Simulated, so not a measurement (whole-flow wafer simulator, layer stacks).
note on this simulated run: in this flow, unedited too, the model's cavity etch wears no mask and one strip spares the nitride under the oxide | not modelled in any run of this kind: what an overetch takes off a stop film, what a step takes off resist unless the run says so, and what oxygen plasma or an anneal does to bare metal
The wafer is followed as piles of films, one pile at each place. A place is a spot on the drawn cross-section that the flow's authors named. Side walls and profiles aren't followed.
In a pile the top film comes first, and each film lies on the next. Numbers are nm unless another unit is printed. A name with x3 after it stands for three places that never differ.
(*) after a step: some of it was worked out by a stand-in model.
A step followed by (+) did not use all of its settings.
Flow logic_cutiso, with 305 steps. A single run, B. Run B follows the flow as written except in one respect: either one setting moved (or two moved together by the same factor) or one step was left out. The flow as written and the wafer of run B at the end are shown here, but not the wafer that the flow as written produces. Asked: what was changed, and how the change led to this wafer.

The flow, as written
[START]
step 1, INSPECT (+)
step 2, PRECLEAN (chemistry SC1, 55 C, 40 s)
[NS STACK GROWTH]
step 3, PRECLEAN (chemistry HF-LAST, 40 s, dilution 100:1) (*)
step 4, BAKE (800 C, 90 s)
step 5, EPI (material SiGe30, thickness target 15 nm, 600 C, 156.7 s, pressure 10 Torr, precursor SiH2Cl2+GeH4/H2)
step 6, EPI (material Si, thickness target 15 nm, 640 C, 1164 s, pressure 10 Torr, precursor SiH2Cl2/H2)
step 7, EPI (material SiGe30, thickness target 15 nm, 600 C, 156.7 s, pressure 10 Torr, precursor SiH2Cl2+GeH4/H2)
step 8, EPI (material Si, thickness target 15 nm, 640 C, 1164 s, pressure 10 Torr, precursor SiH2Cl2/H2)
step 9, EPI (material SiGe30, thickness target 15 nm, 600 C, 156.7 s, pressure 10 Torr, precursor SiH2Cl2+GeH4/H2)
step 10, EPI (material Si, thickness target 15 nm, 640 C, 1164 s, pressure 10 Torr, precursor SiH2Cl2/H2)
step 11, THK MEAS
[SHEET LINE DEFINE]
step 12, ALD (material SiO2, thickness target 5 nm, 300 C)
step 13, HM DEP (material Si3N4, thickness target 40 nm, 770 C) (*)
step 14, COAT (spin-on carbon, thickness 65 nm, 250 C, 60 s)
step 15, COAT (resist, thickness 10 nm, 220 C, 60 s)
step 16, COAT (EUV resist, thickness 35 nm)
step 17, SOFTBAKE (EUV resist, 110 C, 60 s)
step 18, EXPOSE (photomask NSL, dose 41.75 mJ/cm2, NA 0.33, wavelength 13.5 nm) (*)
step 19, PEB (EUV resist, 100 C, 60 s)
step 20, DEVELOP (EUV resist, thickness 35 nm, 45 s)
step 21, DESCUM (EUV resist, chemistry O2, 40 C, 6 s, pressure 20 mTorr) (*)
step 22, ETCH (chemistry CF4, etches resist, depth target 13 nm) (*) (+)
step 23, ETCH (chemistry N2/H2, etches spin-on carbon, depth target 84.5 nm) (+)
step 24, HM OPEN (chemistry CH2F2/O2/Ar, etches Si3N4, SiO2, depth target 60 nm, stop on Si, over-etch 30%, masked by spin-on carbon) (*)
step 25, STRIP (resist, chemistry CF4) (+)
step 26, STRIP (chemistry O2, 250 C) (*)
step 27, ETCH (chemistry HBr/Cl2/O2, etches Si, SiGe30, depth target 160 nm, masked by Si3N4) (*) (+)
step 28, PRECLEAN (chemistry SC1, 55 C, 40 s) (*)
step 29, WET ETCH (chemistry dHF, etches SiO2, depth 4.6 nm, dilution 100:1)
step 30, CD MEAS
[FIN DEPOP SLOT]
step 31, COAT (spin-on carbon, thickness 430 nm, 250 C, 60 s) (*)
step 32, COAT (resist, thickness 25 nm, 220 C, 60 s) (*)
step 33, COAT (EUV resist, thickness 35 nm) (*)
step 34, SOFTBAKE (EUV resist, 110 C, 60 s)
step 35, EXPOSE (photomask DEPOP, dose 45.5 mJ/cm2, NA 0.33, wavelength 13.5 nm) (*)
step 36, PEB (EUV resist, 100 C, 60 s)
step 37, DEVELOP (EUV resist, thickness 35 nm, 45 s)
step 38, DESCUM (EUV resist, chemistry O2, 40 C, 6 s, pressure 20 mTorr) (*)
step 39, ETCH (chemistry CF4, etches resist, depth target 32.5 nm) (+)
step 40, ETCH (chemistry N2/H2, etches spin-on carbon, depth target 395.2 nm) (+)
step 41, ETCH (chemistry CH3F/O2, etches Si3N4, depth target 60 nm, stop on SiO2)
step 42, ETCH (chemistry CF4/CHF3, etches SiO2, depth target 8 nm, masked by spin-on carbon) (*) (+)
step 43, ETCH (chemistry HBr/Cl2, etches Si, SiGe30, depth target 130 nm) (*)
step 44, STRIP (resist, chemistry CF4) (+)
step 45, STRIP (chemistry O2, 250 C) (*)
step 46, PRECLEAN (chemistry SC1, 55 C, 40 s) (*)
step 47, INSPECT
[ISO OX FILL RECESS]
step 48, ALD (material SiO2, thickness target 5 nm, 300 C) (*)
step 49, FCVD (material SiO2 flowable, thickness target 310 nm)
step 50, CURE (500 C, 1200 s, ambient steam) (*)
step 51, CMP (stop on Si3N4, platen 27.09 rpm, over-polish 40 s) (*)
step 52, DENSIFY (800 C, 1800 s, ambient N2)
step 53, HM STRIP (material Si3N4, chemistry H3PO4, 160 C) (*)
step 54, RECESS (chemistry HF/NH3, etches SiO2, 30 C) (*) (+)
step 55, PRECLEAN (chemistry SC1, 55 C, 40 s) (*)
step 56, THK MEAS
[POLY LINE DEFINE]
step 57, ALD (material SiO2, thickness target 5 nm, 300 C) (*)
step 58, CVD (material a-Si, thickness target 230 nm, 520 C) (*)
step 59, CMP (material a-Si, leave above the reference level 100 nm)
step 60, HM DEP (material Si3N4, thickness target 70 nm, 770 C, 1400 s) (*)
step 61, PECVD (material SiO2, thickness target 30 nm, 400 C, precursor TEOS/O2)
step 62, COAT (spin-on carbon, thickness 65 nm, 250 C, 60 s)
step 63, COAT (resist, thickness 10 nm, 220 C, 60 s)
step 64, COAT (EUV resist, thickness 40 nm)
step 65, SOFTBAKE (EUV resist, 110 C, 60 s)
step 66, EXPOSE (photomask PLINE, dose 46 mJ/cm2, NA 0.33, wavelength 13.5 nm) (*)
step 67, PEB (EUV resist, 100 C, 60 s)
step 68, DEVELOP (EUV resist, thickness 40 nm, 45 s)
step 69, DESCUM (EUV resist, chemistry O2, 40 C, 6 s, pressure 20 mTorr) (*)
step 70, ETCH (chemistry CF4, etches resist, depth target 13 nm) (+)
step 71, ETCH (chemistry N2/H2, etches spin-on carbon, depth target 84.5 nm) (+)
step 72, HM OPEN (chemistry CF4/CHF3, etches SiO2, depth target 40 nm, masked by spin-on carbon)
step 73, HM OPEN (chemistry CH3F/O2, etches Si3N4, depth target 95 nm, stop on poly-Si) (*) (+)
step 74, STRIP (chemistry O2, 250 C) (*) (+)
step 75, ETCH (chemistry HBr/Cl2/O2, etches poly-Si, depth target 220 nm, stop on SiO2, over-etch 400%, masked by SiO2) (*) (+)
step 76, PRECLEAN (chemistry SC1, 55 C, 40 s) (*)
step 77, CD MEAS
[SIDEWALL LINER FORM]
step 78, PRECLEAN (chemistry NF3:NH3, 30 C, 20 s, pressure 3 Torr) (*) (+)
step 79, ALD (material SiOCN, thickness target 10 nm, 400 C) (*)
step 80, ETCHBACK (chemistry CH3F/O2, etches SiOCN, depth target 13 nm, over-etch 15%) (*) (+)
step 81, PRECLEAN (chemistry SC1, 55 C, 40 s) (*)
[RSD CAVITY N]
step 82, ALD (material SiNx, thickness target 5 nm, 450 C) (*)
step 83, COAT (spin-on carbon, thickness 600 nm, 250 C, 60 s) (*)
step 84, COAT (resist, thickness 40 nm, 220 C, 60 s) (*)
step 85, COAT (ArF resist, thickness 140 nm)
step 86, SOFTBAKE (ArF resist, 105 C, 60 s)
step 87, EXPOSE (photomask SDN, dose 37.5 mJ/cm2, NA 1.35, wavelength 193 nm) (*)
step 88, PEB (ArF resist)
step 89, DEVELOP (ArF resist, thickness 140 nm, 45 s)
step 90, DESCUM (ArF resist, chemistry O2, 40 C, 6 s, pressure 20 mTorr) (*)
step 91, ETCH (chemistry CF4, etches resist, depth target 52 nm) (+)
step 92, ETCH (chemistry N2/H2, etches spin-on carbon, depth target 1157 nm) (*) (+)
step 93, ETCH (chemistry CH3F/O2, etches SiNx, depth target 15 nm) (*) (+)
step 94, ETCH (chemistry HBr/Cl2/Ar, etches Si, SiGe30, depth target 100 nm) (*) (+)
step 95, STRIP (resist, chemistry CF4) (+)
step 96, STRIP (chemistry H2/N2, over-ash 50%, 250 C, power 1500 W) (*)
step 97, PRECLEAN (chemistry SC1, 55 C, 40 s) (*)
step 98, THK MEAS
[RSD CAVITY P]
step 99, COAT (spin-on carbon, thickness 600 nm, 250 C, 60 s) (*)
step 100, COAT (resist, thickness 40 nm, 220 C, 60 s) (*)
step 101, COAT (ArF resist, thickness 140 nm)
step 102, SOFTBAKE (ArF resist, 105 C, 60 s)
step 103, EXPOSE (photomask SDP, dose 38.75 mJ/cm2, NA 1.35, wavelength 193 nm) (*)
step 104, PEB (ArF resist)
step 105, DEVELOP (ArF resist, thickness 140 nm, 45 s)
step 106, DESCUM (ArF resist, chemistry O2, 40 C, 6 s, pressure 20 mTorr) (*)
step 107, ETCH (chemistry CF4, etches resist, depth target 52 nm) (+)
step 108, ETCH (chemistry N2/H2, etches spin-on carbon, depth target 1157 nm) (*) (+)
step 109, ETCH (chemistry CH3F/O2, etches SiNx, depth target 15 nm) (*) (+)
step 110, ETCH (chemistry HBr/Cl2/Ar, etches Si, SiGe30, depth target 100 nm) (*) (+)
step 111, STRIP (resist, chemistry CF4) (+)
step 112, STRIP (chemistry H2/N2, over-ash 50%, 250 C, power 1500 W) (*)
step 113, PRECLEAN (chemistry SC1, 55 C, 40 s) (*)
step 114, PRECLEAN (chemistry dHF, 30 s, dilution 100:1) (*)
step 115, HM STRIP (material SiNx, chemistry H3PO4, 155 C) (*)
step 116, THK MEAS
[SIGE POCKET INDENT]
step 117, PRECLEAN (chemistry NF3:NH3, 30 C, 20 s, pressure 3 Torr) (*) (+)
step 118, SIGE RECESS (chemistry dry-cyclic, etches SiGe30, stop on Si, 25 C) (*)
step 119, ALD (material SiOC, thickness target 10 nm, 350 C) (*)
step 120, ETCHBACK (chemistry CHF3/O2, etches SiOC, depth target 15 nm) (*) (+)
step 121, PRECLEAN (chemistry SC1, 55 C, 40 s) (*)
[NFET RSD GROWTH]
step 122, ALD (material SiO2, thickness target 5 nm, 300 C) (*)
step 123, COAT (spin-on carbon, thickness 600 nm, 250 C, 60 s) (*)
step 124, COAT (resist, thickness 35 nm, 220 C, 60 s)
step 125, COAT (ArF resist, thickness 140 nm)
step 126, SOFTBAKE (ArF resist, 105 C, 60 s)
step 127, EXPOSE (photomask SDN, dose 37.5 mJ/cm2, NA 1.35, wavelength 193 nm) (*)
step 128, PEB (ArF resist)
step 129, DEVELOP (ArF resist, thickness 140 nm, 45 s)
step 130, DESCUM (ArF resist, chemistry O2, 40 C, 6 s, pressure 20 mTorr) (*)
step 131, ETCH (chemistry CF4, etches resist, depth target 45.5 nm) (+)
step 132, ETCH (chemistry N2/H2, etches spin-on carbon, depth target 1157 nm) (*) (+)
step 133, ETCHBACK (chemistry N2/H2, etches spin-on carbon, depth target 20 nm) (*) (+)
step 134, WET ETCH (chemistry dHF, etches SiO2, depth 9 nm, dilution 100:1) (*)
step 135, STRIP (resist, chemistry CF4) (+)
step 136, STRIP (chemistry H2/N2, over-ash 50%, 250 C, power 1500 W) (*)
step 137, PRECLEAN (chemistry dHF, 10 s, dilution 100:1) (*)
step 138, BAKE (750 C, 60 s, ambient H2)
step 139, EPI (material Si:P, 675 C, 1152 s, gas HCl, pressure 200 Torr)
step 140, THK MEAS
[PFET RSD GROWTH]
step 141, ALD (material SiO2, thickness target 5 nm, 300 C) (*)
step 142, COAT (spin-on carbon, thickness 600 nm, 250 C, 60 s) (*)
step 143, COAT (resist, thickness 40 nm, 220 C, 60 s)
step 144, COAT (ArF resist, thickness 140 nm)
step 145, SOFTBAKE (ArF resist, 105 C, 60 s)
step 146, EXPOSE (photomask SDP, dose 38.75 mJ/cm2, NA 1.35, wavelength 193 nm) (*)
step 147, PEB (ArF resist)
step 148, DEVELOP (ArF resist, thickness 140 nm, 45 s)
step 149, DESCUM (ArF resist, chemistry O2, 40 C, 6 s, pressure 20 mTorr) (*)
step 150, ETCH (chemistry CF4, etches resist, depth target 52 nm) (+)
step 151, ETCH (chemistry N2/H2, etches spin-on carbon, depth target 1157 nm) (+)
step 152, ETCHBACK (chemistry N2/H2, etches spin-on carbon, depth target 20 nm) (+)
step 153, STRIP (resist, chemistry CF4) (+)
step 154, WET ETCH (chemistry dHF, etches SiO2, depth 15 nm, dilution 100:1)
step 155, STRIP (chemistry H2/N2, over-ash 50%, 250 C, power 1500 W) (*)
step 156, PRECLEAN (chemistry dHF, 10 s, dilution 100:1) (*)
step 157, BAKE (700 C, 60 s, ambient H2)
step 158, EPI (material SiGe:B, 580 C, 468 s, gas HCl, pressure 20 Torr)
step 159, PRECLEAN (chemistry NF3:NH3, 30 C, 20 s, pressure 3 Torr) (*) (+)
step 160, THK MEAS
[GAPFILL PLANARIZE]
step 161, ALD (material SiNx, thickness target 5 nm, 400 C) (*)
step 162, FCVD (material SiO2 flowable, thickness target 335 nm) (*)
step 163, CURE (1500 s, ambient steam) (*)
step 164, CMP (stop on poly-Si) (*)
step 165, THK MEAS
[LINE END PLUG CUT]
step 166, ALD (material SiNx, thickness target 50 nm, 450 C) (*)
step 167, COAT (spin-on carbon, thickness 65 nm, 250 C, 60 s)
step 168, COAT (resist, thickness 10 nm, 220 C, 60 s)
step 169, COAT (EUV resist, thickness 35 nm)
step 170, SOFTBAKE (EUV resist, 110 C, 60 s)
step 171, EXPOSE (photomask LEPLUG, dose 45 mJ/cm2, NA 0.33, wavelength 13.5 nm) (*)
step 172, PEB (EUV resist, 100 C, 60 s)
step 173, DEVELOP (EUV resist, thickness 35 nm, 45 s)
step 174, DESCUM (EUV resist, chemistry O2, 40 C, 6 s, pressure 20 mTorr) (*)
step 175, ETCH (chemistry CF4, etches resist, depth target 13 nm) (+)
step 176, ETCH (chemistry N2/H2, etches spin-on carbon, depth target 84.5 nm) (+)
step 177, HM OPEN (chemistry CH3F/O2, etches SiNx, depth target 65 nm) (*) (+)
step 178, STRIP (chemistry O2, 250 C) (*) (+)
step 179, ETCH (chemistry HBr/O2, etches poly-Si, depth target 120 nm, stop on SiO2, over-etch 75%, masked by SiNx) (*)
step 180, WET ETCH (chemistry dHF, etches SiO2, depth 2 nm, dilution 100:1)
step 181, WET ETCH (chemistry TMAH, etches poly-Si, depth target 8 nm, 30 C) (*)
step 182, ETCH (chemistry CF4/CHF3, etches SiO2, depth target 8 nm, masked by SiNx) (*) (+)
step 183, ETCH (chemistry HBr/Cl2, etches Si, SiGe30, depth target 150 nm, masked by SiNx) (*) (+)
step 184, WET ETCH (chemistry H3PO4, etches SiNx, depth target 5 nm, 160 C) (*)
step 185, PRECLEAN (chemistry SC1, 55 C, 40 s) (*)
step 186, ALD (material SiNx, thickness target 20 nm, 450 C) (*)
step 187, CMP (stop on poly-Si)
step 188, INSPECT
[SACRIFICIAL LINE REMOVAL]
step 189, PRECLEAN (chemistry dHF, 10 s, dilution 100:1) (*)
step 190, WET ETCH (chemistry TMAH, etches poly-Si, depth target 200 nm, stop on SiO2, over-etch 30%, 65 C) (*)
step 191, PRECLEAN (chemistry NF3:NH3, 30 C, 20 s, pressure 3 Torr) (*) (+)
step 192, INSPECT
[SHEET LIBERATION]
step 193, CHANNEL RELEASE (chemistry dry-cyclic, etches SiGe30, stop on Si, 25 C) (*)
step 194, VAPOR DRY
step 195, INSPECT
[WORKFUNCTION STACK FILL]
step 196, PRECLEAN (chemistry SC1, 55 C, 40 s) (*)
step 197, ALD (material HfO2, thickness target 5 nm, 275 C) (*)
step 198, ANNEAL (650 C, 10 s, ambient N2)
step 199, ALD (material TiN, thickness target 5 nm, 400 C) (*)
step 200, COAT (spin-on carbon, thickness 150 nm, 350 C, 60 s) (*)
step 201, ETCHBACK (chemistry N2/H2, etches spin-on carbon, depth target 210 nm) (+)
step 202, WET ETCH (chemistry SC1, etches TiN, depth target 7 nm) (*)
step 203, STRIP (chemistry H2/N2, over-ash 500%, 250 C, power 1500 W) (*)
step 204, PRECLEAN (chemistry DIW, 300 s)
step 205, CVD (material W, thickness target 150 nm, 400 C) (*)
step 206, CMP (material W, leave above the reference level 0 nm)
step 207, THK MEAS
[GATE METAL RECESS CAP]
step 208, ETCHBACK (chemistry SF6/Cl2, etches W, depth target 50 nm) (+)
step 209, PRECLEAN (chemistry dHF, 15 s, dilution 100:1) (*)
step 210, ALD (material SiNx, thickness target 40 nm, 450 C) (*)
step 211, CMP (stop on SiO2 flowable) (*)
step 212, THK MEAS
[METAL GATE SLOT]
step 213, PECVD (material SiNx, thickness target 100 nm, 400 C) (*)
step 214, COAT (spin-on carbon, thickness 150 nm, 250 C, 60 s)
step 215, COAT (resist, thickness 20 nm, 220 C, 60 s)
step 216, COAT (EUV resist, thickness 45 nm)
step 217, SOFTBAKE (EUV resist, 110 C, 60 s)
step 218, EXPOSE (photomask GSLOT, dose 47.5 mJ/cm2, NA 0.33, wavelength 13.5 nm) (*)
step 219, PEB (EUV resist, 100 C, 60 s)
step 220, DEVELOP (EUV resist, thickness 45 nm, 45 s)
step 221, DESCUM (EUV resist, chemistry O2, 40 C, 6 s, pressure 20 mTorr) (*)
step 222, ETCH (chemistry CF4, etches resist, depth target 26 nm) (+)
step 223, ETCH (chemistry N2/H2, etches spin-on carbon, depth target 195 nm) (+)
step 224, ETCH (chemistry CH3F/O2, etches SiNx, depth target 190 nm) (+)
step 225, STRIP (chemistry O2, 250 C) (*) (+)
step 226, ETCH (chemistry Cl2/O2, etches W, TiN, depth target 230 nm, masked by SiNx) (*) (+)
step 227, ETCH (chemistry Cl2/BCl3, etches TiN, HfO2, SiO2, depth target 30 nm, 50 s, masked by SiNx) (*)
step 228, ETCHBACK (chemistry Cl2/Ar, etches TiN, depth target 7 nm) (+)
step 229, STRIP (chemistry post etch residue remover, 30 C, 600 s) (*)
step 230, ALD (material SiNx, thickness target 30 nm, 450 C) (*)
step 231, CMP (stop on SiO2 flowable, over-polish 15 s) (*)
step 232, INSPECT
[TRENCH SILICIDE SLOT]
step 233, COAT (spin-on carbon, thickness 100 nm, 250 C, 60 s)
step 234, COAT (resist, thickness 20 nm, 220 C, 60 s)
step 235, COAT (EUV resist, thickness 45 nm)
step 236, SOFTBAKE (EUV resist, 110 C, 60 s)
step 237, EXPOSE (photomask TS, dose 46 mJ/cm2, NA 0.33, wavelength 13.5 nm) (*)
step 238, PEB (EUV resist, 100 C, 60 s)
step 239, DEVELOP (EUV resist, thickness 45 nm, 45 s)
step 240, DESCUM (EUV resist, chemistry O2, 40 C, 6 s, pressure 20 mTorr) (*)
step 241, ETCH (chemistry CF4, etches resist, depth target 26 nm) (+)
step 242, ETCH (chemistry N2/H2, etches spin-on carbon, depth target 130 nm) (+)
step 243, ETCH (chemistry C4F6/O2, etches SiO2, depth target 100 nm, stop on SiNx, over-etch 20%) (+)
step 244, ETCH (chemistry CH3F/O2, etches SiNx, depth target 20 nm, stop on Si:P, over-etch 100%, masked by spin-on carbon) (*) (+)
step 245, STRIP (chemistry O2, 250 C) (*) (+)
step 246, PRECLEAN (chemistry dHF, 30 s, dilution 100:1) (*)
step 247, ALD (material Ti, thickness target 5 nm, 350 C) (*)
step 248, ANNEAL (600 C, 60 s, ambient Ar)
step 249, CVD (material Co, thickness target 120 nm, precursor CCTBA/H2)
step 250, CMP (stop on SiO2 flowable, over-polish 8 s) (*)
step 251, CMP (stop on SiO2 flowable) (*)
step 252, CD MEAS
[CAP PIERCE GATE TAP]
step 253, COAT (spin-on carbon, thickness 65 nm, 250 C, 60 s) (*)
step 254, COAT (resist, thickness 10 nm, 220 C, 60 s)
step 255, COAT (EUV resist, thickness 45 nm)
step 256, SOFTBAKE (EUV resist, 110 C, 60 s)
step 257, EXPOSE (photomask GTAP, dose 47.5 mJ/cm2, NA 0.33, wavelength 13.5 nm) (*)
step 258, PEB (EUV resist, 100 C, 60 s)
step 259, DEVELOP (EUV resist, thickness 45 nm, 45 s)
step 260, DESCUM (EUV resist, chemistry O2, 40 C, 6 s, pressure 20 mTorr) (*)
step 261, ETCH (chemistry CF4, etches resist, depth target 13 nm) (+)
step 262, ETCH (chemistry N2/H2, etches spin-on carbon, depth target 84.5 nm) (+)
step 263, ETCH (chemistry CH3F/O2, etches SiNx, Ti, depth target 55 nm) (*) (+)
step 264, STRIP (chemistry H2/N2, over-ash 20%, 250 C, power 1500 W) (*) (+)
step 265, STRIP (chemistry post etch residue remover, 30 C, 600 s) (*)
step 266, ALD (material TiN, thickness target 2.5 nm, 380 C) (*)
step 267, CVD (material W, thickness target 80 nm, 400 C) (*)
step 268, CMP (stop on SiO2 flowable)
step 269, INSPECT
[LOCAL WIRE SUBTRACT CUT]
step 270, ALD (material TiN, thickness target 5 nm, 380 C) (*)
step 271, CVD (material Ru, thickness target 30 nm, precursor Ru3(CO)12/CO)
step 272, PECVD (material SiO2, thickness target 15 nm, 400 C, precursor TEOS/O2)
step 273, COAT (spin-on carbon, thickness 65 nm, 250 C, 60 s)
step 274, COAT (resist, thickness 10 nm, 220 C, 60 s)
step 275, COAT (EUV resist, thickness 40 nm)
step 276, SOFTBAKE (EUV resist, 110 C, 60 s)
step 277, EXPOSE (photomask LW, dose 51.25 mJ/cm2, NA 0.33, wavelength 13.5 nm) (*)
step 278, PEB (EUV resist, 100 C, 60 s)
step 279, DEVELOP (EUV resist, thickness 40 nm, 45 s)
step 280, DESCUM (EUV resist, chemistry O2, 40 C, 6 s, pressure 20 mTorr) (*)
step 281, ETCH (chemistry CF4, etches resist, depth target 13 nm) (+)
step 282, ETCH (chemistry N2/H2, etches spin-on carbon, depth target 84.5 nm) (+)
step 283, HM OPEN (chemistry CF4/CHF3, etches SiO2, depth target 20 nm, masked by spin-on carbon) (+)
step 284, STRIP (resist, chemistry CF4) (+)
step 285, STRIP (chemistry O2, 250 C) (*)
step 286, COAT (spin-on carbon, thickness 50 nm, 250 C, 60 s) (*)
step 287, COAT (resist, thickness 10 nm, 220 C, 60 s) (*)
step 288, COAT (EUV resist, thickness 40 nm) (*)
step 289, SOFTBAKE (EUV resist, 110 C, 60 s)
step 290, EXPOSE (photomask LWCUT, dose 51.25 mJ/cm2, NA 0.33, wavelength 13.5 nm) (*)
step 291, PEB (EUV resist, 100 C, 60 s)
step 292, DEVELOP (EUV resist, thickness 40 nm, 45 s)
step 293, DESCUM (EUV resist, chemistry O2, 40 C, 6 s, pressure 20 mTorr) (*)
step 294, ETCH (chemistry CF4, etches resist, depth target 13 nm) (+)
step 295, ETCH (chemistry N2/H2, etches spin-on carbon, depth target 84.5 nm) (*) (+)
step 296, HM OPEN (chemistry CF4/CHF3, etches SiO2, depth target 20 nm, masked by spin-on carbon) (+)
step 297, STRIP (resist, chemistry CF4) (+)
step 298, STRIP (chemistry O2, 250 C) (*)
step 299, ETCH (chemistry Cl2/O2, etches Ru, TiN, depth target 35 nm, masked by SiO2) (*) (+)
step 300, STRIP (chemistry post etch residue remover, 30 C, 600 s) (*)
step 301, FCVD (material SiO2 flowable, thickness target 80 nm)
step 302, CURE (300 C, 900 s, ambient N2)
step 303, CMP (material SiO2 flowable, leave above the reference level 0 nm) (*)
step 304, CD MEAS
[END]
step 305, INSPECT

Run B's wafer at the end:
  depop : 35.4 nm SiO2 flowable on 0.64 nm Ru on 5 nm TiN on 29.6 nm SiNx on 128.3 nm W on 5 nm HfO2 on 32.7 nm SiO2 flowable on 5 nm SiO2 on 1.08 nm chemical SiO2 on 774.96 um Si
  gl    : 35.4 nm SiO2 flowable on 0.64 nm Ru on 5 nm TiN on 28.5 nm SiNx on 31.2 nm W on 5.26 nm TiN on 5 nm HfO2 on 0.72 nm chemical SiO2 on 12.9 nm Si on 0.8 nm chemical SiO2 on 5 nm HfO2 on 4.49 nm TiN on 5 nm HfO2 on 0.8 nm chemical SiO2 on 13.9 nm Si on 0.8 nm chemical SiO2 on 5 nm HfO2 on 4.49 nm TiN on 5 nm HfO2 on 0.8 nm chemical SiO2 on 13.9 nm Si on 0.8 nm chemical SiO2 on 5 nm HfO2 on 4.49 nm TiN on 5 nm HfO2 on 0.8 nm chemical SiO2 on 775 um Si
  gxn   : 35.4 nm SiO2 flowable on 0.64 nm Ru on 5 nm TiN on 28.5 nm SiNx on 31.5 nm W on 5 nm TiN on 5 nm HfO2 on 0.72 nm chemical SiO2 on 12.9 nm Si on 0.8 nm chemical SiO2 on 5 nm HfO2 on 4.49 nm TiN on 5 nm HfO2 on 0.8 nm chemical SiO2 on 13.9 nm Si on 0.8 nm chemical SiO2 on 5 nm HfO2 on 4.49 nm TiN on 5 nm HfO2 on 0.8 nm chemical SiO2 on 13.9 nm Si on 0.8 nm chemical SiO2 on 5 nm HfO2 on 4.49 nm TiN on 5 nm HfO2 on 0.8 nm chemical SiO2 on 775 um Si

Cause: step 271, CVD: thickness target 36 nm was run, whereas the flow has thickness target 30 nm.

The path from the change to this, step by step:
  step 271, CVD (material Ru, thickness target 30 nm, precursor Ru3(CO)12/CO)
      depop, dpovl, gfld and 19 more: +36 Ru (new film) (in the flow as written it would be: +30 Ru (new film))
  step 299, ETCH (chemistry Cl2/O2, etches Ru, TiN, depth target 35 nm, masked by SiO2) (*) (+)
      depop, dpovl, gfld and 15 more: -35 Ru (in the flow as written it would be: -29.6 Ru (all of it), -5 TiN (all of it))
  step 301, FCVD (material SiO2 flowable, thickness target 80 nm)
      iso, rsdx: +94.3 SiO2 flowable (new film) (in the flow as written it would be: +94.2 SiO2 flowable)
If metal films that touch count as one body, depop has 2 bodies (between them, from the top down: SiNx 29.6); the flow as written gives 1 body.
If metal films that touch count as one body, gl has 5 bodies (between them, from the top down: SiNx 28.5; HfO2 5 / chemical SiO2 0.72 / Si 12.9 / chemical SiO2 0.8 / HfO2 5; HfO2 5 / chemical SiO2 0.8 / Si 13.9 / chemical SiO2 0.8 / HfO2 5; HfO2 5 / chemical SiO2 0.8 / Si 13.9 / chemical SiO2 0.8 / HfO2 5); the flow as written gives 4 bodies (between them, from the top down: HfO2 5 / chemical SiO2 0.72 / Si 12.9 / chemical SiO2 0.8 / HfO2 5; HfO2 5 / chemical SiO2 0.8 / Si 13.9 / chemical SiO2 0.8 / HfO2 5; HfO2 5 / chemical SiO2 0.8 / Si 13.9 / chemical SiO2 0.8 / HfO2 5).
If metal films that touch count as one body, gxn has 5 bodies (between them, from the top down: SiNx 28.5; HfO2 5 / chemical SiO2 0.72 / Si 12.9 / chemical SiO2 0.8 / HfO2 5; HfO2 5 / chemical SiO2 0.8 / Si 13.9 / chemical SiO2 0.8 / HfO2 5; HfO2 5 / chemical SiO2 0.8 / Si 13.9 / chemical SiO2 0.8 / HfO2 5); the flow as written gives 4 bodies (between them, from the top down: HfO2 5 / chemical SiO2 0.72 / Si 12.9 / chemical SiO2 0.8 / HfO2 5; HfO2 5 / chemical SiO2 0.8 / Si 13.9 / chemical SiO2 0.8 / HfO2 5; HfO2 5 / chemical SiO2 0.8 / Si 13.9 / chemical SiO2 0.8 / HfO2 5).
